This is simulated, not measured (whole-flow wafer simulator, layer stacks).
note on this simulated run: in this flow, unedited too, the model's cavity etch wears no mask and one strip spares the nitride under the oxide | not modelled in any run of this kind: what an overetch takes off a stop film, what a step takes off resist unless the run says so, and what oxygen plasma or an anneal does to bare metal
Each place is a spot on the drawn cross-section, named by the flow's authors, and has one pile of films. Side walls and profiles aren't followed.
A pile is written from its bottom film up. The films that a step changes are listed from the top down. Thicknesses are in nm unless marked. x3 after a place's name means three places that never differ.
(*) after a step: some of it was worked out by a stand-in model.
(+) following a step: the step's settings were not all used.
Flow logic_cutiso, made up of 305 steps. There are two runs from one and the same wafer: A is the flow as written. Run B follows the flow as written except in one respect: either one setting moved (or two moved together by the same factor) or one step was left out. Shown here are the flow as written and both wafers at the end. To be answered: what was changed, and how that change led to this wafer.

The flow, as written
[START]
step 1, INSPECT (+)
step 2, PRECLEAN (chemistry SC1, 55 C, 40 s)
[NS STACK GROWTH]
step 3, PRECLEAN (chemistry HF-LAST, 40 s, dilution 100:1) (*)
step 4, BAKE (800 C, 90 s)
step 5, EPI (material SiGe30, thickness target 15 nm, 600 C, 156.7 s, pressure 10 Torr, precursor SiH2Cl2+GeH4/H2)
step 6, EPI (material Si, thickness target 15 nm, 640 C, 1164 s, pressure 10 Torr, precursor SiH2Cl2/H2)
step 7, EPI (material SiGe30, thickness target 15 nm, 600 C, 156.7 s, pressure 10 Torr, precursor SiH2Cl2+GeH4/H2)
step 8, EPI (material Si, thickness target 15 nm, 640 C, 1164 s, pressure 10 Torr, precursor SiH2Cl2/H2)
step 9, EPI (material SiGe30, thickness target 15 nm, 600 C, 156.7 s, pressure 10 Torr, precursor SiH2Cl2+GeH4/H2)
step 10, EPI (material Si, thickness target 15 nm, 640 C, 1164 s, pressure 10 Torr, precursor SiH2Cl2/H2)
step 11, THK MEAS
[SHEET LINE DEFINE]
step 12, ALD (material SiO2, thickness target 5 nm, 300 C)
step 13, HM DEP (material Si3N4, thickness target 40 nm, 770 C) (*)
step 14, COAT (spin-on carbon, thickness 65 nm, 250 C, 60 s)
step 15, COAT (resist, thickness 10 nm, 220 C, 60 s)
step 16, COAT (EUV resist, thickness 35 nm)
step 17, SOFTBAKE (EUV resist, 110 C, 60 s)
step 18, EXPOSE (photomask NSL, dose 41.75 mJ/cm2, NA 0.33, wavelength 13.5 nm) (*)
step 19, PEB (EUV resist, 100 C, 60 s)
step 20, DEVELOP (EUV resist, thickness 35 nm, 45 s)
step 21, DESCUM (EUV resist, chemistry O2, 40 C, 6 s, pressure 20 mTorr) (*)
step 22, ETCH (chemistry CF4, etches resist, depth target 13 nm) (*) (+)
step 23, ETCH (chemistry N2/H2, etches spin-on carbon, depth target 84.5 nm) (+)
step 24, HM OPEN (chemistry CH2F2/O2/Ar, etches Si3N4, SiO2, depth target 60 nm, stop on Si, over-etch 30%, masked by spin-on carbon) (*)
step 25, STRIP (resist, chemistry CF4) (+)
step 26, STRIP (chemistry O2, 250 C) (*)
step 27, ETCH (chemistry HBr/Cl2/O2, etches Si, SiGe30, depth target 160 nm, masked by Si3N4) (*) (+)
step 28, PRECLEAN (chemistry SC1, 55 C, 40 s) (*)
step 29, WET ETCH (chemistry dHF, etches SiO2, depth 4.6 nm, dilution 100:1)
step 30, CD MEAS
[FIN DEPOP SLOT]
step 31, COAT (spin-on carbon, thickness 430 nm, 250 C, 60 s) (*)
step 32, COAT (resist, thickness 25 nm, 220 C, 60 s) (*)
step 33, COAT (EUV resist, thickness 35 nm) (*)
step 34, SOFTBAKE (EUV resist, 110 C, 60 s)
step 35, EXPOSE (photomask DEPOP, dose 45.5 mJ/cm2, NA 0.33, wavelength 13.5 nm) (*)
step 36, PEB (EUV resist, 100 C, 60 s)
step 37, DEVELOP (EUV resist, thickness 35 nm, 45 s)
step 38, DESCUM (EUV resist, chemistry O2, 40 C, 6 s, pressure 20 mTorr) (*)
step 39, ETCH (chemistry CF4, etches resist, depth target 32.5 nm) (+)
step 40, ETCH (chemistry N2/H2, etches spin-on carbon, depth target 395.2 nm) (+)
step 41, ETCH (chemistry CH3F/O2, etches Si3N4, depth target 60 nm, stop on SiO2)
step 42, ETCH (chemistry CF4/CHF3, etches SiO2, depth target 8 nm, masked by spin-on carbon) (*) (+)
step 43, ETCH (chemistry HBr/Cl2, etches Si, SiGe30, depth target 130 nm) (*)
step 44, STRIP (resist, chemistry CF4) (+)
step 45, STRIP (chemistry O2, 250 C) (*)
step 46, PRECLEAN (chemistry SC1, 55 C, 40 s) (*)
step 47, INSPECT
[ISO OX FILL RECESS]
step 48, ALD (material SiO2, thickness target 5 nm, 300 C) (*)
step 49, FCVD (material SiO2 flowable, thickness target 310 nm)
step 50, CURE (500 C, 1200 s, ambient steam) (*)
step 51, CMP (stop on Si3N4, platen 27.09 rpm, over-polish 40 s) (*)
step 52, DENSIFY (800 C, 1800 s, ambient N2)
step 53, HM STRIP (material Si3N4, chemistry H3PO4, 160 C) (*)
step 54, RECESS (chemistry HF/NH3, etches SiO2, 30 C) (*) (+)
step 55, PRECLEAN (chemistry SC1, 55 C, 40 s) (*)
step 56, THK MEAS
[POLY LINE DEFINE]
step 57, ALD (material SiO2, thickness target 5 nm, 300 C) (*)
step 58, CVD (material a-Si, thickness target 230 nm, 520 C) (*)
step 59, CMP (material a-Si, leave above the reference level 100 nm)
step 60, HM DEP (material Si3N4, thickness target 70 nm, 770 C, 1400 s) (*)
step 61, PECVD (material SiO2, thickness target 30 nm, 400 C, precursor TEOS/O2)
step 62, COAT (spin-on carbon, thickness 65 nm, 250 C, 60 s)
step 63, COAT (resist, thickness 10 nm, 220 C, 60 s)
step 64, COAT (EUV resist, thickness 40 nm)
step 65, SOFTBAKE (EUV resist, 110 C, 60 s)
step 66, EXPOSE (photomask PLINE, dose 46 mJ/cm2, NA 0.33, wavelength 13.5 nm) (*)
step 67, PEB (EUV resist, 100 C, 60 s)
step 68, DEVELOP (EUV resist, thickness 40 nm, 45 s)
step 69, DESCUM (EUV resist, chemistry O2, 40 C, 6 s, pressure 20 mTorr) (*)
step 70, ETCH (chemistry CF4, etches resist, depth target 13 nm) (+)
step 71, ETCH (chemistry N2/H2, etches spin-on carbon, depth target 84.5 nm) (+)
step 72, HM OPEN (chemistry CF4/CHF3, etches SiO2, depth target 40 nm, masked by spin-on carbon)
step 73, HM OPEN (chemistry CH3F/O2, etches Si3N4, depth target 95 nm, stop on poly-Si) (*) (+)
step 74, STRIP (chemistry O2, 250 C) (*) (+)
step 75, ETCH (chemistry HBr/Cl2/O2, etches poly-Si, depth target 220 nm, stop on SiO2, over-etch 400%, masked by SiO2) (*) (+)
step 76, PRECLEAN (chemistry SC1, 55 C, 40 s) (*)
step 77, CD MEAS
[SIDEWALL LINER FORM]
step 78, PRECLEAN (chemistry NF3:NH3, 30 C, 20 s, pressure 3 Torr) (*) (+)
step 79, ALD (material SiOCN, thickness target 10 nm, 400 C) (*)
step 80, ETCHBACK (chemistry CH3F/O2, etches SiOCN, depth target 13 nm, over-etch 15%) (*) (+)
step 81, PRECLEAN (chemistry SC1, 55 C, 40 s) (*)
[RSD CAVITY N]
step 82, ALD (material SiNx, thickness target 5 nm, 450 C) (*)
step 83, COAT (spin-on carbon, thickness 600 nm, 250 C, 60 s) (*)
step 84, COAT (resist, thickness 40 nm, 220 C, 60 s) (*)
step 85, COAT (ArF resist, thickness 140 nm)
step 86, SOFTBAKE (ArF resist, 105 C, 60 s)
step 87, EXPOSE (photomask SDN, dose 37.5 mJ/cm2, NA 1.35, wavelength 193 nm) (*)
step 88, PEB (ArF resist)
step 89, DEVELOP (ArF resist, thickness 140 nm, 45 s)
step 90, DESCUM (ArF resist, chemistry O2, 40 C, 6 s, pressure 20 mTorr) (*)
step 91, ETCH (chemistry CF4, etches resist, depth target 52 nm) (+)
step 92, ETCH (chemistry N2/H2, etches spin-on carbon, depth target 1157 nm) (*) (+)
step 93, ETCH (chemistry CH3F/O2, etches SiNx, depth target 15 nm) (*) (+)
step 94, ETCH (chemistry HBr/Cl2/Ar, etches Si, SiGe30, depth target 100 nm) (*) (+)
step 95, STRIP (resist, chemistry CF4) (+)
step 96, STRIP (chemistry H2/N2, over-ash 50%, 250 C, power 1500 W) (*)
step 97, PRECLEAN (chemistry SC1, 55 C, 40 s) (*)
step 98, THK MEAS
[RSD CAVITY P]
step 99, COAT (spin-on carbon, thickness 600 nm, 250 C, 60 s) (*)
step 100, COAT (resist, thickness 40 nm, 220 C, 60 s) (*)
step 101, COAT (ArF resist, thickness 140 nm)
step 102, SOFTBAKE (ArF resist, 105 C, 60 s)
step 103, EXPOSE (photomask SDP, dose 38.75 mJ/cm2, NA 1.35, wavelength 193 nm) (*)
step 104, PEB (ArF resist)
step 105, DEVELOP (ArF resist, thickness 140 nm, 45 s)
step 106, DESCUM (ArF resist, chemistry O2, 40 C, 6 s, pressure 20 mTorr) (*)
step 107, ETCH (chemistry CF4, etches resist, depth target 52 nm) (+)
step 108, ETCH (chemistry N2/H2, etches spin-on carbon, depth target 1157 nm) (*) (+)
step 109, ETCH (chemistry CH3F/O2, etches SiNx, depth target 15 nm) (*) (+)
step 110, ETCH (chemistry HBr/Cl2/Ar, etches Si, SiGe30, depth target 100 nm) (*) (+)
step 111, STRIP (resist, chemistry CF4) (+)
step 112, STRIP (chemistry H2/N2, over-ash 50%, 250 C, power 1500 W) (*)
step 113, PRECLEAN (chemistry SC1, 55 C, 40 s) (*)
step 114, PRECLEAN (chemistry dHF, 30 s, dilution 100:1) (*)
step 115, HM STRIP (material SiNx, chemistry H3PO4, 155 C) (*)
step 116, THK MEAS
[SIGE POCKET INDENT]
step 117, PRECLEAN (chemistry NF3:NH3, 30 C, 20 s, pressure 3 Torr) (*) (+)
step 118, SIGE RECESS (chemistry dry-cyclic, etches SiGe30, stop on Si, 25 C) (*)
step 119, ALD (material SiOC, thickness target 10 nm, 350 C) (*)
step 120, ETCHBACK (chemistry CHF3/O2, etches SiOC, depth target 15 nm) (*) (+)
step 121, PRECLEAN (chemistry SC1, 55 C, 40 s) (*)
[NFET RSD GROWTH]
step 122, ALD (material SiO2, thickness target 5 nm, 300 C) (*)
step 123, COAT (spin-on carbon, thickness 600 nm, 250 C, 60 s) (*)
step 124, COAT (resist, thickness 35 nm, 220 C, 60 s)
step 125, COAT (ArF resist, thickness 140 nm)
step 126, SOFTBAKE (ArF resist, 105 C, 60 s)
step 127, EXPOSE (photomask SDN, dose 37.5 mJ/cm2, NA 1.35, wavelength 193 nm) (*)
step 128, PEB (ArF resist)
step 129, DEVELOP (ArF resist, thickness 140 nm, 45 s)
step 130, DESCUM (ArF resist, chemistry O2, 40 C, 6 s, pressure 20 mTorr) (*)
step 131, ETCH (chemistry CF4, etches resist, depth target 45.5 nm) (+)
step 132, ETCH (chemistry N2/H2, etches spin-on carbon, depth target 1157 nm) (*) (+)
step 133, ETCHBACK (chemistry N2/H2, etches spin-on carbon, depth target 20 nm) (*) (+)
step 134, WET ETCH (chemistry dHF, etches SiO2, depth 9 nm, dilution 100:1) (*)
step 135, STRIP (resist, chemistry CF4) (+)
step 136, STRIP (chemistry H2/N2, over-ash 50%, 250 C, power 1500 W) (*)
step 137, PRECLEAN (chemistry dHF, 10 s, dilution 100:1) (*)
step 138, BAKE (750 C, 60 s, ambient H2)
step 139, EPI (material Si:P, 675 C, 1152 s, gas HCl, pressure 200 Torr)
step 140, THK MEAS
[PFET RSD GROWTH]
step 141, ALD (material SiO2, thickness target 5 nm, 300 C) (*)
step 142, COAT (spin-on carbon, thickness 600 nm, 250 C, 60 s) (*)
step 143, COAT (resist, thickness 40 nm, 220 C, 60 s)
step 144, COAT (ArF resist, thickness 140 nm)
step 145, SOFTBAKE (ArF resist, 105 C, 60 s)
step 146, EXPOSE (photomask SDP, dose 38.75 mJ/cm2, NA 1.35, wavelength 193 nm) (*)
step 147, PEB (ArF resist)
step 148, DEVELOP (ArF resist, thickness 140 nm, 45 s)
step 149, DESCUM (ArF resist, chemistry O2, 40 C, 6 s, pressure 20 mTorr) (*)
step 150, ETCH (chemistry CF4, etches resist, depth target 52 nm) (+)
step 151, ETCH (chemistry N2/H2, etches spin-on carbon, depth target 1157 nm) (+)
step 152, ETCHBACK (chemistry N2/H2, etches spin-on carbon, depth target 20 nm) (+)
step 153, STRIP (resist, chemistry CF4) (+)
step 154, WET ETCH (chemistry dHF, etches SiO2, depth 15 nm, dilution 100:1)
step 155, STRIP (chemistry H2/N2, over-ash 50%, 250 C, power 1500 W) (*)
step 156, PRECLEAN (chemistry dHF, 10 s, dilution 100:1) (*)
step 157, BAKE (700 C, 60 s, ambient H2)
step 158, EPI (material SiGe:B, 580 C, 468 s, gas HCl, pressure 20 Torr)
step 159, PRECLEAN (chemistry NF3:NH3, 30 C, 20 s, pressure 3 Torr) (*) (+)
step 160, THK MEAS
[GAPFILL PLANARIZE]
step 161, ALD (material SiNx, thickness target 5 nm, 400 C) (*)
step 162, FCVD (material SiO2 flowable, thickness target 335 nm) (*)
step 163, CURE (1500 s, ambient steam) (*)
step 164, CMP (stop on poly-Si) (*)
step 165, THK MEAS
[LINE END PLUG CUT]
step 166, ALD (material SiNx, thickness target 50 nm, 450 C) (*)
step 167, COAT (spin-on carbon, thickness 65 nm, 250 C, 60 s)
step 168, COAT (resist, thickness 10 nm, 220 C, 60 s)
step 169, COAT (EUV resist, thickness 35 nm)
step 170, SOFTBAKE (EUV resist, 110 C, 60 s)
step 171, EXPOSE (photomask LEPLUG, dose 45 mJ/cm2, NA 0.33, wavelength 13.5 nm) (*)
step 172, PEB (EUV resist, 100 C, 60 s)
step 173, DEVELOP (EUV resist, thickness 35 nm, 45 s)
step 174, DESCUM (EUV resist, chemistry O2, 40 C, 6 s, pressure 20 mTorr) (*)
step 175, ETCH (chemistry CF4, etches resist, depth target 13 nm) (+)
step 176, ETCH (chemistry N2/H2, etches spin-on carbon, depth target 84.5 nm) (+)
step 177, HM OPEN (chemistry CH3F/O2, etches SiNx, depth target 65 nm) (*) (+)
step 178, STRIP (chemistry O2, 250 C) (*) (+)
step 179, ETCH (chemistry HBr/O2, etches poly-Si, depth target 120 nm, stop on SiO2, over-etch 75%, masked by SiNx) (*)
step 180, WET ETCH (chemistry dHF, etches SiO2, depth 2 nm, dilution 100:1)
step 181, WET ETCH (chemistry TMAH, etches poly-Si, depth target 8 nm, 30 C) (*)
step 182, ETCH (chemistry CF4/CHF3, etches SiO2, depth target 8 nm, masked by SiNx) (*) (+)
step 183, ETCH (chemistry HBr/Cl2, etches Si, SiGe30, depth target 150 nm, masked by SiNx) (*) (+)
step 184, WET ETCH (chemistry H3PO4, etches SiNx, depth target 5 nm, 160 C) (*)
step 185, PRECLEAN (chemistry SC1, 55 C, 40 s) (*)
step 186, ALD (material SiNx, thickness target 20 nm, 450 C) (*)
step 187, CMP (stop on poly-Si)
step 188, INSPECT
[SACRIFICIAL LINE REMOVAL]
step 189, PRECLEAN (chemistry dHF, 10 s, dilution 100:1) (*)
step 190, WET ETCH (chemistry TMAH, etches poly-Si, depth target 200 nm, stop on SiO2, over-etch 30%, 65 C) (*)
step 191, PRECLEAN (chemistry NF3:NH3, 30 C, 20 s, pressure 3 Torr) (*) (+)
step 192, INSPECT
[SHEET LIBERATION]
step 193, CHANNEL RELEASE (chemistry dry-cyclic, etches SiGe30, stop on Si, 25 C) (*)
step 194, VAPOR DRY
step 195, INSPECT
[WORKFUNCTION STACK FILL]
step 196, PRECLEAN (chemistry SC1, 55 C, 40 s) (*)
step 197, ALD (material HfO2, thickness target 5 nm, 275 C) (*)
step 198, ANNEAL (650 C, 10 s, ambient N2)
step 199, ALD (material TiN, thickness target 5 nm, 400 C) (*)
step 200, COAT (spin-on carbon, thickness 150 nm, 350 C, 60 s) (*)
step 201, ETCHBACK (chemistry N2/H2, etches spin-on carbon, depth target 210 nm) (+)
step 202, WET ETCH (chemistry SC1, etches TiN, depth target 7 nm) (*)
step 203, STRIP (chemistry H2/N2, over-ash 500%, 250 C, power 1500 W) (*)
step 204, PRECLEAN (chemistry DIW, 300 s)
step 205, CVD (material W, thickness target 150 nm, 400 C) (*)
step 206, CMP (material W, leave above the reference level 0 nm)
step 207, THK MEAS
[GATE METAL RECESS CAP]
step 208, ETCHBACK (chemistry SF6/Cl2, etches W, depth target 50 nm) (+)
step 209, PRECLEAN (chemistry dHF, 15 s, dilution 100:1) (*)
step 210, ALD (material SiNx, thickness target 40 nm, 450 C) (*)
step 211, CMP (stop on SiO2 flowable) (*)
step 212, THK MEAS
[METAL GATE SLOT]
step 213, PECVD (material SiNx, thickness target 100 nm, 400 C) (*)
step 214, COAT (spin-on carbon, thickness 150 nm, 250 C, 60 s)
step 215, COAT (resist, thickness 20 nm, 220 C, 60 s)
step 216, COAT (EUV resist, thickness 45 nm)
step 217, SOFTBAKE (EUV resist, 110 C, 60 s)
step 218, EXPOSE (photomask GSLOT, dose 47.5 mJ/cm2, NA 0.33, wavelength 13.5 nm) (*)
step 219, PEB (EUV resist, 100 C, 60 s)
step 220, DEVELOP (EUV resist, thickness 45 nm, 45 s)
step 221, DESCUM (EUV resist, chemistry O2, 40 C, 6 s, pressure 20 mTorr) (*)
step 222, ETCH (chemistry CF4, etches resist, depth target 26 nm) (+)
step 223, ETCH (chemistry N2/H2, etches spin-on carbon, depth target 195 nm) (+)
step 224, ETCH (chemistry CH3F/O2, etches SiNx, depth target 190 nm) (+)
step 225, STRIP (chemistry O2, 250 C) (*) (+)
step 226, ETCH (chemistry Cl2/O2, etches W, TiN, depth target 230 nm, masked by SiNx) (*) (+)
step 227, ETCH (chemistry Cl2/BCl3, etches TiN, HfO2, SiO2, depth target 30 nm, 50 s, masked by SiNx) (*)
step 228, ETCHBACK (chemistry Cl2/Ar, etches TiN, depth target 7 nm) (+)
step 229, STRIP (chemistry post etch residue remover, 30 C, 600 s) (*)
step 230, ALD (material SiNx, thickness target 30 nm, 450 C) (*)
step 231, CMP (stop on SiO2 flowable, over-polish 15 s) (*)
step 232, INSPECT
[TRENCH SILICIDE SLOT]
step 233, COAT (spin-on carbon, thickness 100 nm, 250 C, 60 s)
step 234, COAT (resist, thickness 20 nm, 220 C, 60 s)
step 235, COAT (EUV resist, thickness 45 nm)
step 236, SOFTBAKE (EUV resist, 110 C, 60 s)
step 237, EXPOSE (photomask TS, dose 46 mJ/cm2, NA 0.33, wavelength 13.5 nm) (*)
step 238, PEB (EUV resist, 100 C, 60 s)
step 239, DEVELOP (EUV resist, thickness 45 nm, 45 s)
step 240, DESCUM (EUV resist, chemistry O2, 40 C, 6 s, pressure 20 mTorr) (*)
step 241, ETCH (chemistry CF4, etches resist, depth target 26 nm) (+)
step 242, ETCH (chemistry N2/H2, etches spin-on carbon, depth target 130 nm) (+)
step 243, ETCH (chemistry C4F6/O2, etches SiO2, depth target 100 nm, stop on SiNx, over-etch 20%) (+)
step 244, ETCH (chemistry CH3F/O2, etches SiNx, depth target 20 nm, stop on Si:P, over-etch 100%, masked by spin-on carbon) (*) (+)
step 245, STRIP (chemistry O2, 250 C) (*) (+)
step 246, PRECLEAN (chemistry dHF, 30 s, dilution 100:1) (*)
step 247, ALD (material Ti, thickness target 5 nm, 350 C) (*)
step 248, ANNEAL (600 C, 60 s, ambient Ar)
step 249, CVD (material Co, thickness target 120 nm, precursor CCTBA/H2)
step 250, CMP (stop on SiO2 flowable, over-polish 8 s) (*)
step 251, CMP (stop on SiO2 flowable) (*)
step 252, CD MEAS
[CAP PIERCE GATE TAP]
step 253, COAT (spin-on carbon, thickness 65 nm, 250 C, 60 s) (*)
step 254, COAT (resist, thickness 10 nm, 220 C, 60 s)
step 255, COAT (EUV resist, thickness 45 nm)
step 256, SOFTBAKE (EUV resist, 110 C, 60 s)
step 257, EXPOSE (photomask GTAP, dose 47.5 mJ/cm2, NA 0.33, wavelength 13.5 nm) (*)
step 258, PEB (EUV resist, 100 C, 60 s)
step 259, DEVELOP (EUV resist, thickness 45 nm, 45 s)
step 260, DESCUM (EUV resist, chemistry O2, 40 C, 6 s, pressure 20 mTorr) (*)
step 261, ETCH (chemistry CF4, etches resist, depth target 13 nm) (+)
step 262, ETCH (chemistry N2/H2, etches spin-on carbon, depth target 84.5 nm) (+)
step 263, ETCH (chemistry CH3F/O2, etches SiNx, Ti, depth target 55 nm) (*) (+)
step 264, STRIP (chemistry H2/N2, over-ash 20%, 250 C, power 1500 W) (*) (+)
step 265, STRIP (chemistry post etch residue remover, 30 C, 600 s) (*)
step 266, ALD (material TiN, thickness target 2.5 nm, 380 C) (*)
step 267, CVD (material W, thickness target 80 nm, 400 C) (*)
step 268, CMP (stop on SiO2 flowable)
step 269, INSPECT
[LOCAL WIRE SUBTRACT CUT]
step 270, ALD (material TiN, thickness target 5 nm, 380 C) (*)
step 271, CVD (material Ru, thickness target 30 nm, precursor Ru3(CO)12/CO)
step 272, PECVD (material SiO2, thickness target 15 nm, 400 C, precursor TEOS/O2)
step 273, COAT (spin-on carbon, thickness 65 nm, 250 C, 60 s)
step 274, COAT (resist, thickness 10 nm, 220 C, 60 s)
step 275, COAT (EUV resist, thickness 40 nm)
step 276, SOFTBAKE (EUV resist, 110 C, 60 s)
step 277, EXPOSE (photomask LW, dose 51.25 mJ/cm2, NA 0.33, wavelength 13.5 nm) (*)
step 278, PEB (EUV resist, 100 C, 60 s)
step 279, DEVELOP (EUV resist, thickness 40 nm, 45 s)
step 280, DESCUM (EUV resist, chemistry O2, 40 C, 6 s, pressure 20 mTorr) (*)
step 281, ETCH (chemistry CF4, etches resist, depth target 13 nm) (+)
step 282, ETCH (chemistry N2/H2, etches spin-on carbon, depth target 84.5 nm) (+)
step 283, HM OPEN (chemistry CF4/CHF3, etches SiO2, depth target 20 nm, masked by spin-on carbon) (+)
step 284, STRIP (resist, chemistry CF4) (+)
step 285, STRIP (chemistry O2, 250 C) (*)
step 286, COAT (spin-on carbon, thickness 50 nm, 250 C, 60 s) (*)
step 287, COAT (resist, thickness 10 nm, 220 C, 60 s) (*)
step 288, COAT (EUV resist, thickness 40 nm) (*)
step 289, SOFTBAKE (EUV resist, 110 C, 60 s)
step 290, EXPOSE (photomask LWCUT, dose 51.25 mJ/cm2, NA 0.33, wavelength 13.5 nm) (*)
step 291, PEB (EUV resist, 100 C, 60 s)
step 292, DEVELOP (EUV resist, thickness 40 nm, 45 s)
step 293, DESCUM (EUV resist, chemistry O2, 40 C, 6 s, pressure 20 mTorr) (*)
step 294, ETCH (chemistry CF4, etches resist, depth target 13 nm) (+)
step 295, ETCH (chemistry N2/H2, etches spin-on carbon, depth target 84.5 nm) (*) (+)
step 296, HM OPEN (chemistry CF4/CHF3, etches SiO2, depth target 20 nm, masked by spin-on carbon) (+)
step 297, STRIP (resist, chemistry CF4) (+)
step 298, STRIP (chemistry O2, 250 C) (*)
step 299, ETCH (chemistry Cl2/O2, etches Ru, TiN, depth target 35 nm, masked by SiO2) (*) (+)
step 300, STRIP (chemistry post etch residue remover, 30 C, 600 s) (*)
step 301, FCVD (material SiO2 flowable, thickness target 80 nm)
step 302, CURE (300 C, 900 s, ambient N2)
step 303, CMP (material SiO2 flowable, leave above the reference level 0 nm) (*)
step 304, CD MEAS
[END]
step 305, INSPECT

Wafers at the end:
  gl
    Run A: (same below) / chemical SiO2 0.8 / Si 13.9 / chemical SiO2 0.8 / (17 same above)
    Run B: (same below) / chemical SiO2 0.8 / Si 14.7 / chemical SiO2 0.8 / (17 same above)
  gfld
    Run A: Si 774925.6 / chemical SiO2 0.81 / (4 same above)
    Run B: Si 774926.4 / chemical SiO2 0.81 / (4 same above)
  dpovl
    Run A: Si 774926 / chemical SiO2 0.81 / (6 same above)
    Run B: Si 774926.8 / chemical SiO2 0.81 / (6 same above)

The reason: step 6, EPI: thickness target 15.8 nm was run, whereas the flow has thickness target 15 nm; step 6, EPI: 1223 s was run, where the flow has 1164 s.

Step by step, how the change led to this:
  step 6, EPI (material Si, thickness target 15 nm, 640 C, 1164 s, pressure 10 Torr, precursor SiH2Cl2/H2)
      depop, dpovl, gfld and 19 more: A Si gains 15 (new film) | B Si gains 15.8 (new film)
  step 27, ETCH (chemistry HBr/Cl2/O2, etches Si, SiGe30, depth target 160 nm, masked by Si3N4) (*) (+)
      gfld, gxf, iso, lnri: A chemical SiO2 loses 0.79 (all of it), Si loses 11.4 (all of it), SiGe30 loses 15 (all of it), Si loses 15 (all of it), SiGe30 loses 15 (all of it), Si loses 15 (all of it), SiGe30 loses 15 (all of it), Si loses 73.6 | B chemical SiO2 loses 0.79 (all of it), Si loses 11.4 (all of it), SiGe30 loses 15 (all of it), Si loses 15 (all of it), SiGe30 loses 15 (all of it), Si loses 15.8 (all of it), SiGe30 loses 15 (all of it), Si loses 72.9
      dpovl, nsgap: A chemical SiO2 loses 0.79 (all of it), Si loses 11.8 (all of it), SiGe30 loses 15 (all of it), Si loses 15 (all of it), SiGe30 loses 15 (all of it), Si loses 15 (all of it), SiGe30 loses 15 (all of it), Si loses 73.2 | B chemical SiO2 loses 0.79 (all of it), Si loses 11.8 (all of it), SiGe30 loses 15 (all of it), Si loses 15 (all of it), SiGe30 loses 15 (all of it), Si loses 15.8 (all of it), SiGe30 loses 15 (all of it), Si loses 72.5
      (also at 1 further place)
  step 43, ETCH (chemistry HBr/Cl2, etches Si, SiGe30, depth target 130 nm) (*)
      depop: A Si loses 14 (all of it), SiGe30 loses 15 (all of it), Si loses 15 (all of it), SiGe30 loses 15 (all of it), Si loses 15 (all of it), SiGe30 loses 15 (all of it), Si loses 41 | B Si loses 14 (all of it), SiGe30 loses 15 (all of it), Si loses 15 (all of it), SiGe30 loses 15 (all of it), Si loses 15.8 (all of it), SiGe30 loses 15 (all of it), Si loses 40.2
  step 94, ETCH (chemistry HBr/Cl2/Ar, etches Si, SiGe30, depth target 100 nm) (*) (+)
      rsdn, rsdx: A chemical SiO2 loses 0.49 (all of it), Si loses 12.8 (all of it), SiGe30 loses 15 (all of it), Si loses 15 (all of it), SiGe30 loses 15 (all of it), Si loses 15 (all of it), SiGe30 loses 15 (all of it), Si loses 12.2 | B chemical SiO2 loses 0.49 (all of it), Si loses 12.8 (all of it), SiGe30 loses 15 (all of it), Si loses 15 (all of it), SiGe30 loses 15 (all of it), Si loses 15.8 (all of it), SiGe30 loses 15 (all of it), Si loses 11.4
  step 110, ETCH (chemistry HBr/Cl2/Ar, etches Si, SiGe30, depth target 100 nm) (*) (+)
      rsdp, rsdw: A chemical SiO2 loses 0.49 (all of it), Si loses 12.8 (all of it), SiGe30 loses 15 (all of it), Si loses 15 (all of it), SiGe30 loses 15 (all of it), Si loses 15 (all of it), SiGe30 loses 15 (all of it), Si loses 12.2 | B chemical SiO2 loses 0.49 (all of it), Si loses 12.8 (all of it), SiGe30 loses 15 (all of it), Si loses 15 (all of it), SiGe30 loses 15 (all of it), Si loses 15.8 (all of it), SiGe30 loses 15 (all of it), Si loses 11.4
  step 183, ETCH (chemistry HBr/Cl2, etches Si, SiGe30, depth target 150 nm, masked by SiNx) (*) (+)
      plug: A Si loses 13.6 (all of it), SiGe30 loses 15 (all of it), Si loses 15 (all of it), SiGe30 loses 15 (all of it), Si loses 15 (all of it), SiGe30 loses 15 (all of it), Si loses 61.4 | B Si loses 13.6 (all of it), SiGe30 loses 15 (all of it), Si loses 15 (all of it), SiGe30 loses 15 (all of it), Si loses 15.8 (all of it), SiGe30 loses 15 (all of it), Si loses 60.7
